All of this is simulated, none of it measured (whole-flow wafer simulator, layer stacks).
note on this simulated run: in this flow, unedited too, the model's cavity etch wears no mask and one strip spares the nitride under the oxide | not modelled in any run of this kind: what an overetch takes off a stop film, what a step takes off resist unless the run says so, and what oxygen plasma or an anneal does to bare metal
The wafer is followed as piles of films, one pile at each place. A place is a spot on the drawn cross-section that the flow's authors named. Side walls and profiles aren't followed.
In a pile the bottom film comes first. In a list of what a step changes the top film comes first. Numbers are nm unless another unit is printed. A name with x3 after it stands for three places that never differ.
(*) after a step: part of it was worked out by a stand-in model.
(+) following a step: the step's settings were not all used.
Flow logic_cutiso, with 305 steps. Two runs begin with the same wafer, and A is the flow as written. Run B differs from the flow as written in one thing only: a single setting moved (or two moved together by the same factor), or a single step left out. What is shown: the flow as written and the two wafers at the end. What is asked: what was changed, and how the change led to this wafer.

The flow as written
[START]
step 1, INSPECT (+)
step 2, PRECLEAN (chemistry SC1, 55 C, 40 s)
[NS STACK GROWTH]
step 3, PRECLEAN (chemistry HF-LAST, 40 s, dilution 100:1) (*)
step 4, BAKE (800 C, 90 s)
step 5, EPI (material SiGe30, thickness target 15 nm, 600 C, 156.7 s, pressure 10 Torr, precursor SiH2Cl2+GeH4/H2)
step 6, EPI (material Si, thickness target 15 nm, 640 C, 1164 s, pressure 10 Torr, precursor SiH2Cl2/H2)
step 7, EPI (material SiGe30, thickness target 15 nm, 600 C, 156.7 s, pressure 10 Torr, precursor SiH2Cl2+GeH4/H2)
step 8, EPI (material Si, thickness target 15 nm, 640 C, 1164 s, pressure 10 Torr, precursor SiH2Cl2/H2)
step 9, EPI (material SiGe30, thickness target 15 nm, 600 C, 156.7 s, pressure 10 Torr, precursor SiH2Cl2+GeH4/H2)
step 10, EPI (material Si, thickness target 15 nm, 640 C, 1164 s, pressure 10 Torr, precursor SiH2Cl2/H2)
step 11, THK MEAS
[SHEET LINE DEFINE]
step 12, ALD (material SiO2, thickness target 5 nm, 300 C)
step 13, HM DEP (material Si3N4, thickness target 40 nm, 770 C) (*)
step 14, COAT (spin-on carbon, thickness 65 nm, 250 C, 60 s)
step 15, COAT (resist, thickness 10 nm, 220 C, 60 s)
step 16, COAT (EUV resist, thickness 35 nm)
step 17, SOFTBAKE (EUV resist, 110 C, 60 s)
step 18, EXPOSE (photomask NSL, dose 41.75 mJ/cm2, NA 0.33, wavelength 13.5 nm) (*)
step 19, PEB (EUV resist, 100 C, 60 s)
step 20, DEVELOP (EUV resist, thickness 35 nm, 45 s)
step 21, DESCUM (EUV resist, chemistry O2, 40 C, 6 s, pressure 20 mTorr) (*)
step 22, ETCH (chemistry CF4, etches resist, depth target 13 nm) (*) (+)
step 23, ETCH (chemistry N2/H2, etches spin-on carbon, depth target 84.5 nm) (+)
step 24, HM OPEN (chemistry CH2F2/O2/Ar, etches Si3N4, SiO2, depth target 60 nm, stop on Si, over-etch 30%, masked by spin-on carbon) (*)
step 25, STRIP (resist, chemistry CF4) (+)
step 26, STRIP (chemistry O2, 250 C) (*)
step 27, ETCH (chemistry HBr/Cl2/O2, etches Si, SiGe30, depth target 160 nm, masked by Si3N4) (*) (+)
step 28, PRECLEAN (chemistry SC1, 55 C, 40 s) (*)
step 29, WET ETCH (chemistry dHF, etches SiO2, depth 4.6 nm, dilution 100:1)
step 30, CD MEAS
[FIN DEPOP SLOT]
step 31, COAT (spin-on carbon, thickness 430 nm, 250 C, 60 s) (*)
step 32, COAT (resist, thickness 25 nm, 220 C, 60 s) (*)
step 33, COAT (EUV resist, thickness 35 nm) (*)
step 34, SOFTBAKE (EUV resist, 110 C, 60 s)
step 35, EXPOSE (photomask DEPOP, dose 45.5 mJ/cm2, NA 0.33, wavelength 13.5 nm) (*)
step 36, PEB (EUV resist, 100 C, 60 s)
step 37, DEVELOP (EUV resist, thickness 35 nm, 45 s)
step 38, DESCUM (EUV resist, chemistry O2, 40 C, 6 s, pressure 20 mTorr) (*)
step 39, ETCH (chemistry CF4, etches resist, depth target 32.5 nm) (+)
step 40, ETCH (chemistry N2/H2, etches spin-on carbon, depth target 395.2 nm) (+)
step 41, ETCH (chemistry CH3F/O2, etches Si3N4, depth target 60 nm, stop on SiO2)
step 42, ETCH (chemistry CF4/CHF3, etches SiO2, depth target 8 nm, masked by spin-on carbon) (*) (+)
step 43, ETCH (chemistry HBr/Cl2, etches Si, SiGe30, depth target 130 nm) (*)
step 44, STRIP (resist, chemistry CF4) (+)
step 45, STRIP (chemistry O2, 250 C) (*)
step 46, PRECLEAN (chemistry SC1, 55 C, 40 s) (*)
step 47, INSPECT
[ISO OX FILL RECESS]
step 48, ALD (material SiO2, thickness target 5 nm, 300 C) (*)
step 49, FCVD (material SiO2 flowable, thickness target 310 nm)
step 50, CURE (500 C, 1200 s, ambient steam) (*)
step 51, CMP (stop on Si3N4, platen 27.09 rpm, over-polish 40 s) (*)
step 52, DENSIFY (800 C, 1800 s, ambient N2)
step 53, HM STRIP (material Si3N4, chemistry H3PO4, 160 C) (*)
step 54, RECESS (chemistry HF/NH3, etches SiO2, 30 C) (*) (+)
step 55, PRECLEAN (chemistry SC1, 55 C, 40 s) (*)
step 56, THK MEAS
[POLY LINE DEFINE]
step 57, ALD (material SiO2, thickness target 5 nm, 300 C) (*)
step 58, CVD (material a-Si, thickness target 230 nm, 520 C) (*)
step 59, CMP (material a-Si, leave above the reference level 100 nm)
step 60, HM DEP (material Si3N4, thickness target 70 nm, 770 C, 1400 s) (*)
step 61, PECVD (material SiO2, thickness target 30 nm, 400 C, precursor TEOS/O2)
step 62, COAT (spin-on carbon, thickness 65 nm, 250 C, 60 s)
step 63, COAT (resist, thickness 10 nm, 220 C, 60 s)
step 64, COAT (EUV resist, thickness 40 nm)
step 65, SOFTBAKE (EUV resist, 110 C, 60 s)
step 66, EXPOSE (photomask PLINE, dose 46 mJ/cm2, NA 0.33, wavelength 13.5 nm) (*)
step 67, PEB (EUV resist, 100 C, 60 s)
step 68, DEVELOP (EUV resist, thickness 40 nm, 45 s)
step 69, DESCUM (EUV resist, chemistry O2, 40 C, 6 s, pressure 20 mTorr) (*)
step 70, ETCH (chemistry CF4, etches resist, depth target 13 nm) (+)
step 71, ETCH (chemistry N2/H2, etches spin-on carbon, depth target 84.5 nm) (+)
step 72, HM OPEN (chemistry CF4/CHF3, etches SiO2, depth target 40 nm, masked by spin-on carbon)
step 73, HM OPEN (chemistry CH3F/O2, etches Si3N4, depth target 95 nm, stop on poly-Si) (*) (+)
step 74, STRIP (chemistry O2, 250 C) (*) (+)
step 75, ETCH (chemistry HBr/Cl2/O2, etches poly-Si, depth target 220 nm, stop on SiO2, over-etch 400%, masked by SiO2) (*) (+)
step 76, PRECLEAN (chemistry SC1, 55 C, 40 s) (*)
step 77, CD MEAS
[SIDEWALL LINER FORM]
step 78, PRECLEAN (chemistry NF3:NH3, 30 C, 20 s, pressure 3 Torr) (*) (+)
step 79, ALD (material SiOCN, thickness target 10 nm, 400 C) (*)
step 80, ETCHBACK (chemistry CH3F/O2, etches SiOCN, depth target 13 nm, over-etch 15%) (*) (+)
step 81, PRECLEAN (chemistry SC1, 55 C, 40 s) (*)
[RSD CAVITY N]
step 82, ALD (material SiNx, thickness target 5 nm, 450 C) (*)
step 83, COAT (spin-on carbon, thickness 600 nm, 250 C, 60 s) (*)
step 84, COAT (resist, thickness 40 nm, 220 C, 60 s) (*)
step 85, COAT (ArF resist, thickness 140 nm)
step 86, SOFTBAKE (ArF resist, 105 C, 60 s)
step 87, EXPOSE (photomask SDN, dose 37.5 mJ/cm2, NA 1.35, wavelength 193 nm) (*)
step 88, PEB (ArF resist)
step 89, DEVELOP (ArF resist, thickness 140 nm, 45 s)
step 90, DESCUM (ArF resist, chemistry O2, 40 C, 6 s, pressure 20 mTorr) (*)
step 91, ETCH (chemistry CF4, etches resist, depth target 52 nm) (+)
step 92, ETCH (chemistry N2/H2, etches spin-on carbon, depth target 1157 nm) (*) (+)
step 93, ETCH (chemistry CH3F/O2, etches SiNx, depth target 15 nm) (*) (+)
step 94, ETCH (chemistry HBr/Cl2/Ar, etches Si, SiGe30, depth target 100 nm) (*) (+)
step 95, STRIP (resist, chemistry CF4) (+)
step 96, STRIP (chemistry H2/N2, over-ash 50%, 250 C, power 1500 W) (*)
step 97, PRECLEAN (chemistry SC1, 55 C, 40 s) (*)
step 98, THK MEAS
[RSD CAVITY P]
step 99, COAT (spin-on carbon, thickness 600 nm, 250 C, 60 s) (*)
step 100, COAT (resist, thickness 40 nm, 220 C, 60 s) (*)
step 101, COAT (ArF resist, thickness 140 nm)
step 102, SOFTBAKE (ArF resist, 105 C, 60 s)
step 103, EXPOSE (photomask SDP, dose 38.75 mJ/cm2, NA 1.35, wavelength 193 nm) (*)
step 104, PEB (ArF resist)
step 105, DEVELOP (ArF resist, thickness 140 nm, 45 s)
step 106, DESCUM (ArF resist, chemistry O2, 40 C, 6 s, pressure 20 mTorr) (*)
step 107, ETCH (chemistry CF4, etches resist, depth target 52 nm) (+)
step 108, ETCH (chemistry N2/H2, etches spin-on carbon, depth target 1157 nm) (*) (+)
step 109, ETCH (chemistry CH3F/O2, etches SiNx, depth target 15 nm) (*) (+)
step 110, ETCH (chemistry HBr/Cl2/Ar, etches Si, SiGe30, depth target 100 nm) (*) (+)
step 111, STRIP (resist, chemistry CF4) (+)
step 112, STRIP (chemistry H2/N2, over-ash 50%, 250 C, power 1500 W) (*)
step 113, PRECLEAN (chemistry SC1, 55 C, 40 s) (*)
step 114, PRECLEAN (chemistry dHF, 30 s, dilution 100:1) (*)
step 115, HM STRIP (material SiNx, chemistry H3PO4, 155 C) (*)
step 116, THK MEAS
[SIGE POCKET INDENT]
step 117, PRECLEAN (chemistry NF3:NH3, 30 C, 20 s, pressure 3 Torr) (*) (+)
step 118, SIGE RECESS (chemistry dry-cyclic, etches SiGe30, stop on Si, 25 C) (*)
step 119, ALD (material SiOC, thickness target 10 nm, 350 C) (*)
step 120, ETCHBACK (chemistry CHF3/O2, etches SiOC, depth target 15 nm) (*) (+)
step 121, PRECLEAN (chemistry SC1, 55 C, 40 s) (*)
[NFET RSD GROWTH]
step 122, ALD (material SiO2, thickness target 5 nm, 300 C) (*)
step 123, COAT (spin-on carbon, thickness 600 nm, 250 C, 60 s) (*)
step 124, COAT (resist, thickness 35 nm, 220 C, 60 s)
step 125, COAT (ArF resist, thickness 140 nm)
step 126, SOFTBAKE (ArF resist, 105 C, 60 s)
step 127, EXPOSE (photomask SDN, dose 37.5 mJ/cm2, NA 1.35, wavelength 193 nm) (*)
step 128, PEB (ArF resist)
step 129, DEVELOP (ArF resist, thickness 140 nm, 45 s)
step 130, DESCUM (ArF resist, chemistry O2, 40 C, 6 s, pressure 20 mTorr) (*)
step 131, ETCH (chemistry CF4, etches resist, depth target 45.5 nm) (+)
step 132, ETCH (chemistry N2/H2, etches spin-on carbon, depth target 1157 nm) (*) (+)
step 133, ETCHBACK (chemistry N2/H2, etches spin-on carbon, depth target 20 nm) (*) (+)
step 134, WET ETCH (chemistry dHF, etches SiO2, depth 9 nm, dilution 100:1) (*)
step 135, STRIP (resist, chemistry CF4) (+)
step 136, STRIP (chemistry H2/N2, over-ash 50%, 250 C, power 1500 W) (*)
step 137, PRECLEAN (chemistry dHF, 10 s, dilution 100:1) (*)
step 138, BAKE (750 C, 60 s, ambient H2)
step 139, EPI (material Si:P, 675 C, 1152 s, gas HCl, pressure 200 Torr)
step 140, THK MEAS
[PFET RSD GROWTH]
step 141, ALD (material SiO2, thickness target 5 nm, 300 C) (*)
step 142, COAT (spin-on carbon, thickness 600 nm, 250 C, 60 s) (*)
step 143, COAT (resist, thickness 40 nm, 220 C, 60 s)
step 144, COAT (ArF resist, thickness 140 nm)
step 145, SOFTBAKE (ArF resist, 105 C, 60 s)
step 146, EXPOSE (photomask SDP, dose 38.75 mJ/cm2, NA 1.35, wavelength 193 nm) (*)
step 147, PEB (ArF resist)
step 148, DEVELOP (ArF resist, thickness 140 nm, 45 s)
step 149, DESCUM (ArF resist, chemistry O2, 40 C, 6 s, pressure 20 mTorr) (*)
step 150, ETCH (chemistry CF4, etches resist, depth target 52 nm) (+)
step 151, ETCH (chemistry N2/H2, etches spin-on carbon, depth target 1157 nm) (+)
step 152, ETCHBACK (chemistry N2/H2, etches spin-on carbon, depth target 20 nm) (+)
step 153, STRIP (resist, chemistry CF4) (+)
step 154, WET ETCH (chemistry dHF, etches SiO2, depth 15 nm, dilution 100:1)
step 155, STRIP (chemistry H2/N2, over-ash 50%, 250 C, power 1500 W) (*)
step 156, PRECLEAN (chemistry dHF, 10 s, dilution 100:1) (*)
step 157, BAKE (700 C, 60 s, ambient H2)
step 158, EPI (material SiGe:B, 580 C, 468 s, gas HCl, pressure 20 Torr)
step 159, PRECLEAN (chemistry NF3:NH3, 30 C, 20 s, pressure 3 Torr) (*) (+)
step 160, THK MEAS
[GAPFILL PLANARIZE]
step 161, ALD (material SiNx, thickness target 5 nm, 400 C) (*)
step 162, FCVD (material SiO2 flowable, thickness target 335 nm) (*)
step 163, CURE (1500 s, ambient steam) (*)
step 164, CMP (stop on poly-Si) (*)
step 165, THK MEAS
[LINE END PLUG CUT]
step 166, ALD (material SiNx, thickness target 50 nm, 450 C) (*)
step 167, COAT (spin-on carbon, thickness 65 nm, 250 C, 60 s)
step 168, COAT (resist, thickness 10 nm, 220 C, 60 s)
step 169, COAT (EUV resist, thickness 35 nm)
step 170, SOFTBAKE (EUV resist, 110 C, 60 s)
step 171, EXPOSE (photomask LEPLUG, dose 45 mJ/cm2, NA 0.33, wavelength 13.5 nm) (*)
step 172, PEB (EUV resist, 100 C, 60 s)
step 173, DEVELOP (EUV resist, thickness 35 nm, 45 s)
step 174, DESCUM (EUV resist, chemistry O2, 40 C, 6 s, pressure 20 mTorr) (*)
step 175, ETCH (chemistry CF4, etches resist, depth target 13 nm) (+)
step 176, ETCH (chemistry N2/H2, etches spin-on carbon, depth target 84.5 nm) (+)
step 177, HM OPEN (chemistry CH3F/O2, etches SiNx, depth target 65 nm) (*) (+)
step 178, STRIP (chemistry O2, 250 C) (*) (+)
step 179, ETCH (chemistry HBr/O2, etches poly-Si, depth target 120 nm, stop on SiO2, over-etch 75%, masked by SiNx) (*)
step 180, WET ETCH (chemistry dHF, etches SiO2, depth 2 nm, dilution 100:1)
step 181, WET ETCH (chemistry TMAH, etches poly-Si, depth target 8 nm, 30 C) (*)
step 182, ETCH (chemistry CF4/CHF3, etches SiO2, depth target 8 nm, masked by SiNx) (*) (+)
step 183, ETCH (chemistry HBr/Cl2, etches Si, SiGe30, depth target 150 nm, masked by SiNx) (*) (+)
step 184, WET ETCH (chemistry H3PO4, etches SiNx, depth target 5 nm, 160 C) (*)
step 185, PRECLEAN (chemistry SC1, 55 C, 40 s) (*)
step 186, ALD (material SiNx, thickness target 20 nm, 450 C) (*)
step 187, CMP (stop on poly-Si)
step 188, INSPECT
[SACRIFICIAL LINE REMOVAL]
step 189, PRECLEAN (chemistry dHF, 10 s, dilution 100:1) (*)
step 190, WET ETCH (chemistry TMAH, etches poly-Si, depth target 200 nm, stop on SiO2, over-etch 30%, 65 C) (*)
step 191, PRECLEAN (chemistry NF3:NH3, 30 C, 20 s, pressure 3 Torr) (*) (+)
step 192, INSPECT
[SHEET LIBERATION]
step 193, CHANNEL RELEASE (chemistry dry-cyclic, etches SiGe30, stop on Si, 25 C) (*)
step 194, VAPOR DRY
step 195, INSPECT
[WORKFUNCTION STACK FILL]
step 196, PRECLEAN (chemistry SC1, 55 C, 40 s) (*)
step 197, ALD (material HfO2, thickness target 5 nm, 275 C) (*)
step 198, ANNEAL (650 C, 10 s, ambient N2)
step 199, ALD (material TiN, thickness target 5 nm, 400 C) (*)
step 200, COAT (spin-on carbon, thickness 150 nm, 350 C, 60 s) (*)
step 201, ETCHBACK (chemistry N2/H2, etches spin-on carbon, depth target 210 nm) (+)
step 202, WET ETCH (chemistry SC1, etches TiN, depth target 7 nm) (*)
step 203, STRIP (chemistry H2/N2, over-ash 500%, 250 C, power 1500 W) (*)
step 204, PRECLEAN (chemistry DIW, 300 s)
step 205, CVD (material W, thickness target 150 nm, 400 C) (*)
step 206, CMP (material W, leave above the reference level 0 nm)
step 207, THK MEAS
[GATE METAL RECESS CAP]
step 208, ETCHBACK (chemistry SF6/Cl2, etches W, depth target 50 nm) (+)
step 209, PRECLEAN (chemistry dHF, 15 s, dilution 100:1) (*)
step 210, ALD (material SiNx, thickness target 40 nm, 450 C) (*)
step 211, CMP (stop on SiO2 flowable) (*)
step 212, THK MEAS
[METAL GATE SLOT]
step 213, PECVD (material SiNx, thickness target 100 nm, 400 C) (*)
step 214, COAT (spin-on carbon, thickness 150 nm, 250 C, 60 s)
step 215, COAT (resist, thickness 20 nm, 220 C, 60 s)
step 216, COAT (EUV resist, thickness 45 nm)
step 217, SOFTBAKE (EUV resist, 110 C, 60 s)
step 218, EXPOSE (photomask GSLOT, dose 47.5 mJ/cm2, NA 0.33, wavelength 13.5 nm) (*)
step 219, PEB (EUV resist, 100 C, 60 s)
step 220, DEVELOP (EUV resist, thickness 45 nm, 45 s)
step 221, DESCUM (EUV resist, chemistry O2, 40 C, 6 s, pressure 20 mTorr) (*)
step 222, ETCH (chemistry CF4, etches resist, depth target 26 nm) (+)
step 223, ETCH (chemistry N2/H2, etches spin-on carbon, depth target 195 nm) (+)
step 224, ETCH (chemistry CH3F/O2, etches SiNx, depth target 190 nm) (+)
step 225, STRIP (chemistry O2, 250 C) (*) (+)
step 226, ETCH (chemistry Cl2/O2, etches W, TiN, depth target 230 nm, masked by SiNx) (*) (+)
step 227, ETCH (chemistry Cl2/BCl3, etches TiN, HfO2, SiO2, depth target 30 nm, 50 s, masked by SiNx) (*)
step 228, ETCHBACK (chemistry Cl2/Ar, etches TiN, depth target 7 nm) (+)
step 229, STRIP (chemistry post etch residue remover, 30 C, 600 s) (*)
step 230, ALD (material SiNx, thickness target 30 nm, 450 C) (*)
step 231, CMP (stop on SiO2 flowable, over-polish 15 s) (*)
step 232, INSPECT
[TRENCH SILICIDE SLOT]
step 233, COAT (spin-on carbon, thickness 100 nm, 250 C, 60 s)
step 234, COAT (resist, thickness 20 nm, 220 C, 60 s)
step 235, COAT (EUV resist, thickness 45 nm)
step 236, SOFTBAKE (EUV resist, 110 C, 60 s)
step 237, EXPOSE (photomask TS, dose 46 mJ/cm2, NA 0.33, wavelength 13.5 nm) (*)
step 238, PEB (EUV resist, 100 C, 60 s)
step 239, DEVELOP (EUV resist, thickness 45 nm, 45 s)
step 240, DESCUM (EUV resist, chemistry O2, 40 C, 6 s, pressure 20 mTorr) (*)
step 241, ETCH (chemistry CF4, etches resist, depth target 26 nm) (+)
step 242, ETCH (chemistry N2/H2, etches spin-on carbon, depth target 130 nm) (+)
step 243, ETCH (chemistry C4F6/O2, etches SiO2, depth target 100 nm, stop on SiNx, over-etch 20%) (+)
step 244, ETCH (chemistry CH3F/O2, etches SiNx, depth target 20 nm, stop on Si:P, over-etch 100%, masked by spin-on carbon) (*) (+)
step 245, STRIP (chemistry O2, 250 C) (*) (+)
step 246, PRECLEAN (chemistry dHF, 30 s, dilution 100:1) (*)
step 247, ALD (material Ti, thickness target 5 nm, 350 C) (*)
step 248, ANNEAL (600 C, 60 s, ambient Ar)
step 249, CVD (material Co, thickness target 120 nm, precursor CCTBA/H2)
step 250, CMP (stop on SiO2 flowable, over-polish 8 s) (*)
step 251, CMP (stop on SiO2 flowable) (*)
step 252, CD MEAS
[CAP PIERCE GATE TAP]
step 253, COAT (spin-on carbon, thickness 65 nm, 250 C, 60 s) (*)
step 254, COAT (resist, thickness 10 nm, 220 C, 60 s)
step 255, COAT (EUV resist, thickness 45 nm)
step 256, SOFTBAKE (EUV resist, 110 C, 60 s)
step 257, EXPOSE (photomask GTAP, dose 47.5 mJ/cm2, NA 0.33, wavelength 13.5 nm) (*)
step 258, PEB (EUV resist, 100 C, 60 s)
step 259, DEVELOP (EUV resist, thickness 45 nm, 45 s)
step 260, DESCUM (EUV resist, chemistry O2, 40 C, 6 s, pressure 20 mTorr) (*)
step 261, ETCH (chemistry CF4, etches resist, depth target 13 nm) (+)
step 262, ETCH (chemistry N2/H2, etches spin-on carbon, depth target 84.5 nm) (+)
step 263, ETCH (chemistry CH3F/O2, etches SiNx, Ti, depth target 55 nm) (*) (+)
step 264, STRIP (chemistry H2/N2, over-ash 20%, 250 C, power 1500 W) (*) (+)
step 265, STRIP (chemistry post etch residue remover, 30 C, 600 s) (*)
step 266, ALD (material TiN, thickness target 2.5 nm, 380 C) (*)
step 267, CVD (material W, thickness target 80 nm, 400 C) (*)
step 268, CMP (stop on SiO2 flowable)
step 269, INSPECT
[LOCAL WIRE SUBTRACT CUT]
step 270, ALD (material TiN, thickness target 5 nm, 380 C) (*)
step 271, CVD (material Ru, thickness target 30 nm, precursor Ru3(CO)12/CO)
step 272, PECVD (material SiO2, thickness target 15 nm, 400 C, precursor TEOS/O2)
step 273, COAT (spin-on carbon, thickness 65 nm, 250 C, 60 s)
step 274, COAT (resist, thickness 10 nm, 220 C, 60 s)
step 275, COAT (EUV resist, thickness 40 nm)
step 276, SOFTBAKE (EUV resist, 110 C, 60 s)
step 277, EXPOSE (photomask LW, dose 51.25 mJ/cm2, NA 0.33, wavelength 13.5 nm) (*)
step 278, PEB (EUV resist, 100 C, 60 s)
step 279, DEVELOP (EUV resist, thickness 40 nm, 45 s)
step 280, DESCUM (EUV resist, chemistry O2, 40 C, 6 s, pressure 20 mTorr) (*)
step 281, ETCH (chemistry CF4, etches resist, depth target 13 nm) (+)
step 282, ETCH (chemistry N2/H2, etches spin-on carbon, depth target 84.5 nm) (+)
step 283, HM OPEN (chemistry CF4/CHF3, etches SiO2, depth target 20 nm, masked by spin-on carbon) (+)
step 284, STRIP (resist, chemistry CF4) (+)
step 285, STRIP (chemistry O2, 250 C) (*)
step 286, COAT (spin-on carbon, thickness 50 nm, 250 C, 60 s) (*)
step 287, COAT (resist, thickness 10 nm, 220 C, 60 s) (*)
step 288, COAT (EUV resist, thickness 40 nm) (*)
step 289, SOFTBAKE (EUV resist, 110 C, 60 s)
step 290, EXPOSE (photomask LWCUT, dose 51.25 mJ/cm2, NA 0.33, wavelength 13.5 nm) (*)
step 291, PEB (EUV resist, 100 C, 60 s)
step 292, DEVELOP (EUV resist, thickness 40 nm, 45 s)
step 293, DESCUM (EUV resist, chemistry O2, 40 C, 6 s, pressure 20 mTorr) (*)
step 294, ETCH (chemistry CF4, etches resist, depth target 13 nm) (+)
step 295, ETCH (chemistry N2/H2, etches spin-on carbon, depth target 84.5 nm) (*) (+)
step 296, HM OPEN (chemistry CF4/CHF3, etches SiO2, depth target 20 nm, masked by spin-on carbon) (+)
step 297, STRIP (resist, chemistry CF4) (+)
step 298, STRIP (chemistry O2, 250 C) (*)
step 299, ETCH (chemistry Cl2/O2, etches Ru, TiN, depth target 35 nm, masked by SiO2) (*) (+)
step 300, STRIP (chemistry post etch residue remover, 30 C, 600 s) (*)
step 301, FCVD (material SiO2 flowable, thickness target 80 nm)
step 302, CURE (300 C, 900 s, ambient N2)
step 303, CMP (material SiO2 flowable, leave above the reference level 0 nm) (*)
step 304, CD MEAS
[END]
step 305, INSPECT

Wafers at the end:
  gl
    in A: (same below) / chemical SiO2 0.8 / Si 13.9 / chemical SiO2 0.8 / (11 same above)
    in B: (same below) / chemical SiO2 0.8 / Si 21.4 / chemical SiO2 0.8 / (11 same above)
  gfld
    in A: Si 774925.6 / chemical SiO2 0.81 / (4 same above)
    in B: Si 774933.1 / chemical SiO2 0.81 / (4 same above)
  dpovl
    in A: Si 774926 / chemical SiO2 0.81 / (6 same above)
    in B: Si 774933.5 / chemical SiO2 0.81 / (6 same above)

What caused this: step 8, EPI: 1747 s was run, whereas the flow has 1164 s.

Step by step, how the change led to this:
  step 8, EPI (material Si, thickness target 15 nm, 640 C, 1164 s, pressure 10 Torr, precursor SiH2Cl2/H2)
      depop, dpovl, gfld and 19 more: A Si gains 15 (new film) | B Si gains 22.5 (new film)
  step 27, ETCH (chemistry HBr/Cl2/O2, etches Si, SiGe30, depth target 160 nm, masked by Si3N4) (*) (+)
      gfld, gxf, iso, lnri: A chemical SiO2 loses 0.79 (all of it), Si loses 11.4 (all of it), SiGe30 loses 15 (all of it), Si loses 15 (all of it), SiGe30 loses 15 (all of it), Si loses 15 (all of it), SiGe30 loses 15 (all of it), Si loses 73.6 | B chemical SiO2 loses 0.79 (all of it), Si loses 11.4 (all of it), SiGe30 loses 15 (all of it), Si loses 22.5 (all of it), SiGe30 loses 15 (all of it), Si loses 15 (all of it), SiGe30 loses 15 (all of it), Si loses 66.1
      dpovl, nsgap: A chemical SiO2 loses 0.79 (all of it), Si loses 11.8 (all of it), SiGe30 loses 15 (all of it), Si loses 15 (all of it), SiGe30 loses 15 (all of it), Si loses 15 (all of it), SiGe30 loses 15 (all of it), Si loses 73.2 | B chemical SiO2 loses 0.79 (all of it), Si loses 11.8 (all of it), SiGe30 loses 15 (all of it), Si loses 22.5 (all of it), SiGe30 loses 15 (all of it), Si loses 15 (all of it), SiGe30 loses 15 (all of it), Si loses 65.7
      (also at 1 further place)
  step 43, ETCH (chemistry HBr/Cl2, etches Si, SiGe30, depth target 130 nm) (*)
      depop: A Si loses 14 (all of it), SiGe30 loses 15 (all of it), Si loses 15 (all of it), SiGe30 loses 15 (all of it), Si loses 15 (all of it), SiGe30 loses 15 (all of it), Si loses 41 | B Si loses 14 (all of it), SiGe30 loses 15 (all of it), Si loses 22.5 (all of it), SiGe30 loses 15 (all of it), Si loses 15 (all of it), SiGe30 loses 15 (all of it), Si loses 33.5
  step 94, ETCH (chemistry HBr/Cl2/Ar, etches Si, SiGe30, depth target 100 nm) (*) (+)
      rsdn, rsdx: A chemical SiO2 loses 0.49 (all of it), Si loses 12.8 (all of it), SiGe30 loses 15 (all of it), Si loses 15 (all of it), SiGe30 loses 15 (all of it), Si loses 15 (all of it), SiGe30 loses 15 (all of it), Si loses 12.2 | B chemical SiO2 loses 0.49 (all of it), Si loses 12.8 (all of it), SiGe30 loses 15 (all of it), Si loses 22.5 (all of it), SiGe30 loses 15 (all of it), Si loses 15 (all of it), SiGe30 loses 15 (all of it), Si loses 4.66
  step 110, ETCH (chemistry HBr/Cl2/Ar, etches Si, SiGe30, depth target 100 nm) (*) (+)
      rsdp, rsdw: A chemical SiO2 loses 0.49 (all of it), Si loses 12.8 (all of it), SiGe30 loses 15 (all of it), Si loses 15 (all of it), SiGe30 loses 15 (all of it), Si loses 15 (all of it), SiGe30 loses 15 (all of it), Si loses 12.2 | B chemical SiO2 loses 0.49 (all of it), Si loses 12.8 (all of it), SiGe30 loses 15 (all of it), Si loses 22.5 (all of it), SiGe30 loses 15 (all of it), Si loses 15 (all of it), SiGe30 loses 15 (all of it), Si loses 4.66
  step 183, ETCH (chemistry HBr/Cl2, etches Si, SiGe30, depth target 150 nm, masked by SiNx) (*) (+)
      plug: A Si loses 13.6 (all of it), SiGe30 loses 15 (all of it), Si loses 15 (all of it), SiGe30 loses 15 (all of it), Si loses 15 (all of it), SiGe30 loses 15 (all of it), Si loses 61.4 | B Si loses 13.6 (all of it), SiGe30 loses 15 (all of it), Si loses 22.5 (all of it), SiGe30 loses 15 (all of it), Si loses 15 (all of it), SiGe30 loses 15 (all of it), Si loses 53.9
